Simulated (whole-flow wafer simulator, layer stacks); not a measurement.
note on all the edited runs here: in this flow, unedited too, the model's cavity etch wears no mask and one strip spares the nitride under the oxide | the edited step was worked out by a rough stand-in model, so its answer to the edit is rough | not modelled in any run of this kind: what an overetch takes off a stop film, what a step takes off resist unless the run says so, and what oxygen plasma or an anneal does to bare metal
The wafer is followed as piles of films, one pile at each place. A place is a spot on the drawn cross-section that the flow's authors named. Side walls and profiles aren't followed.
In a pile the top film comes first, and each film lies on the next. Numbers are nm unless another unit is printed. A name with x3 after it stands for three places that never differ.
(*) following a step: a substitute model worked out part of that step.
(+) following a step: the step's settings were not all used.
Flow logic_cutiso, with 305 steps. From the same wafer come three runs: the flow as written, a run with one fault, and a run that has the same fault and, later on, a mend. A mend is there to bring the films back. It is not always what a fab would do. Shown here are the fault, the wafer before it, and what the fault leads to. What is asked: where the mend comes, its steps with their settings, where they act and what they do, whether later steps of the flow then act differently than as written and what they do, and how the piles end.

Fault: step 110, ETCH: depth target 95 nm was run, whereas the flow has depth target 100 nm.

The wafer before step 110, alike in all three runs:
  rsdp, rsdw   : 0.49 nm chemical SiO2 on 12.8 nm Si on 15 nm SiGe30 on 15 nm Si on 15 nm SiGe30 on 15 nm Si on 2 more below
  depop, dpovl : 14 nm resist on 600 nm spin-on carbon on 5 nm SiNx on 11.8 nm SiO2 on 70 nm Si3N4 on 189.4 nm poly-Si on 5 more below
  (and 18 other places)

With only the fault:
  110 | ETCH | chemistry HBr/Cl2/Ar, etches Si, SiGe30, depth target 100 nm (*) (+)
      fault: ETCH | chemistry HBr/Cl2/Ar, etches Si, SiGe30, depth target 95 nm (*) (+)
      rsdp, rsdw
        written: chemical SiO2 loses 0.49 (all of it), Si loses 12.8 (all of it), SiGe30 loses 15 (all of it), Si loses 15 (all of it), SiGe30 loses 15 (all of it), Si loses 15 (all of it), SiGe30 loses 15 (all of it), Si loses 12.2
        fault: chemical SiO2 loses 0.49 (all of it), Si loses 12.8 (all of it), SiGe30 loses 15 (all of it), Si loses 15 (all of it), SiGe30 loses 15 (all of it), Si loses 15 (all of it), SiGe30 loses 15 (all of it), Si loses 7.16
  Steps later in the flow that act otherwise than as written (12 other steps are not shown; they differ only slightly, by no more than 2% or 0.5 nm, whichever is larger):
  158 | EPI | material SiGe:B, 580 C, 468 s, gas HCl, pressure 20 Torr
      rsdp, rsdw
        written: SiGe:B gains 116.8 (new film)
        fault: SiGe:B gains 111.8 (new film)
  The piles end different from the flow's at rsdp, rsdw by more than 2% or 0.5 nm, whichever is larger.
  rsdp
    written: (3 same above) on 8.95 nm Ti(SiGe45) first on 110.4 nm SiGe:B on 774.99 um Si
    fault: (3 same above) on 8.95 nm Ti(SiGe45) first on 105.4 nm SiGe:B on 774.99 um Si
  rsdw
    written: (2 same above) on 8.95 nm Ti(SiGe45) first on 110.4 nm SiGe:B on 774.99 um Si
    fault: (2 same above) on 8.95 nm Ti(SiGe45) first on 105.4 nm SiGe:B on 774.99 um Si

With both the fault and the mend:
  The mend stands after step 110.
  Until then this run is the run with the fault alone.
  110a | ETCH | chemistry HBr/Cl2/Ar, etches Si, SiGe30, depth target 5 nm (*) (+) (a further turn of the flow's step 110, with different settings)
      rsdp, rsdw
        Si loses 5
  Every later step of the flow that is run acts as written at every place that is followed.
  At every place that both follow, the piles at the end match the flow's.
